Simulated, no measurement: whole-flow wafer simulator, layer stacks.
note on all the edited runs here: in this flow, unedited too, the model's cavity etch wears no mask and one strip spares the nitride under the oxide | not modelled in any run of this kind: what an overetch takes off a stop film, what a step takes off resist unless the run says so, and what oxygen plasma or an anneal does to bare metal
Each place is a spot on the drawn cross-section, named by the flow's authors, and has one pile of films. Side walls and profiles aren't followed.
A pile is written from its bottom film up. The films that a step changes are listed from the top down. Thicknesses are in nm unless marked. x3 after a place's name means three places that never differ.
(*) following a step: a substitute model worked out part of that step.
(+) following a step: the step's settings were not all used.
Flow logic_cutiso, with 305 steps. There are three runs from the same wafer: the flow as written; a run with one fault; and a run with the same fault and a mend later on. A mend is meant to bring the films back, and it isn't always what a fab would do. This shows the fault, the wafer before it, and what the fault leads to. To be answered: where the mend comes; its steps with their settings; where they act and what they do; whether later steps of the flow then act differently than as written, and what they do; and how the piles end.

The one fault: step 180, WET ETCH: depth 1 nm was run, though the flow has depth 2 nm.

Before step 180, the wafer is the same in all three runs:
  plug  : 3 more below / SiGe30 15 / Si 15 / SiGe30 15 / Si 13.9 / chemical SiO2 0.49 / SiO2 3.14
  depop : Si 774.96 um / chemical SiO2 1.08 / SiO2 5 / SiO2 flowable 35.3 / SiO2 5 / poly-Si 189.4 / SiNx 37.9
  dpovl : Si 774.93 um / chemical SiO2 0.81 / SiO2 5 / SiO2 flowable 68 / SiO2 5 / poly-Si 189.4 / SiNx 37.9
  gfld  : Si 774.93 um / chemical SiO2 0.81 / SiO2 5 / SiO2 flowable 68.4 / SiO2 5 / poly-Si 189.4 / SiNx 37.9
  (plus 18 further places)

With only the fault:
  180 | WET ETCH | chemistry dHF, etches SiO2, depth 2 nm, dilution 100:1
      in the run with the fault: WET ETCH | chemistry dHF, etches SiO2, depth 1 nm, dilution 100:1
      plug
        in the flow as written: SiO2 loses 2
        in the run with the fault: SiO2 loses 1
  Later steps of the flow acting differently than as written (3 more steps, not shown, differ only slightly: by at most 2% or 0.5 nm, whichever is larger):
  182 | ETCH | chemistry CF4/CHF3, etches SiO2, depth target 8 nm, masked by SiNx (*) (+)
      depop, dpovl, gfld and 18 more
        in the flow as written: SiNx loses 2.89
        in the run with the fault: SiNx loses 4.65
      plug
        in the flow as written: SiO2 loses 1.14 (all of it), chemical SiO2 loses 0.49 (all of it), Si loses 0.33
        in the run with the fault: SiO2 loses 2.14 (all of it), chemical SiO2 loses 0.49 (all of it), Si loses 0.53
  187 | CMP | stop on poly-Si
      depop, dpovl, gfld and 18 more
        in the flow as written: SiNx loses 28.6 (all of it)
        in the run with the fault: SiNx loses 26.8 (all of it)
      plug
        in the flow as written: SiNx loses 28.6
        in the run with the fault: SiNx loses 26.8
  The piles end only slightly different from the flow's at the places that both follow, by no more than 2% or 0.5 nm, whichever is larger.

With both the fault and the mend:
  After step 180 comes the mend.
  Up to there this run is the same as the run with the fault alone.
  180a | WET ETCH | chemistry dHF, etches SiO2, depth 1 nm, dilution 100:1 (the flow's step 180, run once more with other settings)
      plug
        SiO2 loses 1
  Later steps of the flow that are run all act as written at every place that is followed.
  By the end, the piles equal the flow's at every place that both follow.
